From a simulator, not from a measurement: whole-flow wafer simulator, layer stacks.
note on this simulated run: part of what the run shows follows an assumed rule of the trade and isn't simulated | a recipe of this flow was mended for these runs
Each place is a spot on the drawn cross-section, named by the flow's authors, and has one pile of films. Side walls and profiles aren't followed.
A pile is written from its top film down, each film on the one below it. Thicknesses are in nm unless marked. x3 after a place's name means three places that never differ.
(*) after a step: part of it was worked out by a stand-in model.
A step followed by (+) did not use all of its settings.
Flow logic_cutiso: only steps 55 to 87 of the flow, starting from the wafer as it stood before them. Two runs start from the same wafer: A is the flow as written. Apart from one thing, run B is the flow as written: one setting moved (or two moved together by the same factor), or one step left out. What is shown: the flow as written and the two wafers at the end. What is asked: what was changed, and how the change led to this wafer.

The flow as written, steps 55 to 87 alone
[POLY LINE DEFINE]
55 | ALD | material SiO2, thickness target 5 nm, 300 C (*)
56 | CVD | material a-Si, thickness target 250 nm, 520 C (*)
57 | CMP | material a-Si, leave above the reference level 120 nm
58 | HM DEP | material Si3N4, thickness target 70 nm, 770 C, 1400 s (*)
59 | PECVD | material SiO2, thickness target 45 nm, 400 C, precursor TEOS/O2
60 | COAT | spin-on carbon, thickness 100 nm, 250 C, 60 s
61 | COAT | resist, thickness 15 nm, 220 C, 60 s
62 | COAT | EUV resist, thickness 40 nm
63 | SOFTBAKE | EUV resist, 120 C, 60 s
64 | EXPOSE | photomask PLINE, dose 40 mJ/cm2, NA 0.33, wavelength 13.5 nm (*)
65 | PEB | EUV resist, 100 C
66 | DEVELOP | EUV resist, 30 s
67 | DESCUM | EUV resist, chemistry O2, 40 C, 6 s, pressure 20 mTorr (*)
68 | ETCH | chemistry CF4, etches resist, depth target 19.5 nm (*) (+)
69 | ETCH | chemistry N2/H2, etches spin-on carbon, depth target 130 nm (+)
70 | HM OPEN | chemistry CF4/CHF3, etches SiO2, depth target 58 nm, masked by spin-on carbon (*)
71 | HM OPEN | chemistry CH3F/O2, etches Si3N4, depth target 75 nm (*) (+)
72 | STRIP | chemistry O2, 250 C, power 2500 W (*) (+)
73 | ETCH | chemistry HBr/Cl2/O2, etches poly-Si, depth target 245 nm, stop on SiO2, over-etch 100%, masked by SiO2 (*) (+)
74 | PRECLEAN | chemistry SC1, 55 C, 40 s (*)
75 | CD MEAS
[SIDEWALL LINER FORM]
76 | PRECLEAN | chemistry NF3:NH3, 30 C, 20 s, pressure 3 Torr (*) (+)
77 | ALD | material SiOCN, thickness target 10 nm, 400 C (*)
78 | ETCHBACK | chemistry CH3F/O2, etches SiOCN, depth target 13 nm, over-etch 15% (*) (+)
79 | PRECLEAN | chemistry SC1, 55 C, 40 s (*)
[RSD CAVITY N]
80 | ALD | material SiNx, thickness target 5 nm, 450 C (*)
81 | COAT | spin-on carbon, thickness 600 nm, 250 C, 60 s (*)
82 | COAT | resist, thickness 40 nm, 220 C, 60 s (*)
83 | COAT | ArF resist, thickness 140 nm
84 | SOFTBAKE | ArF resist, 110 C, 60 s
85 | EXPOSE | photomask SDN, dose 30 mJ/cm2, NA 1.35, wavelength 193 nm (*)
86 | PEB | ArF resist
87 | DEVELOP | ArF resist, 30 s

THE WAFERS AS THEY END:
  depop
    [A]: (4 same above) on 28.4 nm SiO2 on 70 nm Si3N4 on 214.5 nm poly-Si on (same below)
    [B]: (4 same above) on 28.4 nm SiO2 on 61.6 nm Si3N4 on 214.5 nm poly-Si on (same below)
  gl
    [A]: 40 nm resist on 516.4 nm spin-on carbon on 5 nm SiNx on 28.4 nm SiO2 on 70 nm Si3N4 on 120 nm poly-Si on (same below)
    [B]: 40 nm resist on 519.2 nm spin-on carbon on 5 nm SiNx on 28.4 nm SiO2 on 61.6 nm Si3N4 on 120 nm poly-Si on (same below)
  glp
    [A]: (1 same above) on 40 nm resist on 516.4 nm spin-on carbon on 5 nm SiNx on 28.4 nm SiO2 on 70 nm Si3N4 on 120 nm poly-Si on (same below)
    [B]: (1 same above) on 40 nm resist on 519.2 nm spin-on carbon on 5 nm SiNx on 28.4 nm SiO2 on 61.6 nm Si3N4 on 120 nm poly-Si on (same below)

The reason: step 58, HM DEP: thickness target 61.6 nm was run, whereas the flow has thickness target 70 nm; step 58, HM DEP: 1232 s was run, where the flow has 1400 s.
The wafer lets one read it off: depop has Si3N4 61.6, and step 58 as written asks for 70 nm.

How this came from the change, step by step:
  58 | HM DEP | material Si3N4, thickness target 70 nm, 770 C, 1400 s (*)
      gl, glp, gxn and 11 more: A +70 Si3N4 (new film), +120 poly-Si (new film), -120 a-Si (all of it) | B +61.6 Si3N4 (new film), +120 poly-Si (new film), -120 a-Si (all of it)
      depop, dpovl x3, gfld, gxf, iso, lnri: A +70 Si3N4 (new film), +214.5 poly-Si (new film), -214.5 a-Si (all of it) | B +61.6 Si3N4 (new film), +214.5 poly-Si (new film), -214.5 a-Si (all of it)
  71 | HM OPEN | chemistry CH3F/O2, etches Si3N4, depth target 75 nm (*) (+)
      iso, lnr, lnri and 6 more: A -55.2 Si3N4 (all of it), -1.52 poly-Si | B -46.8 Si3N4 (all of it), -2.17 poly-Si
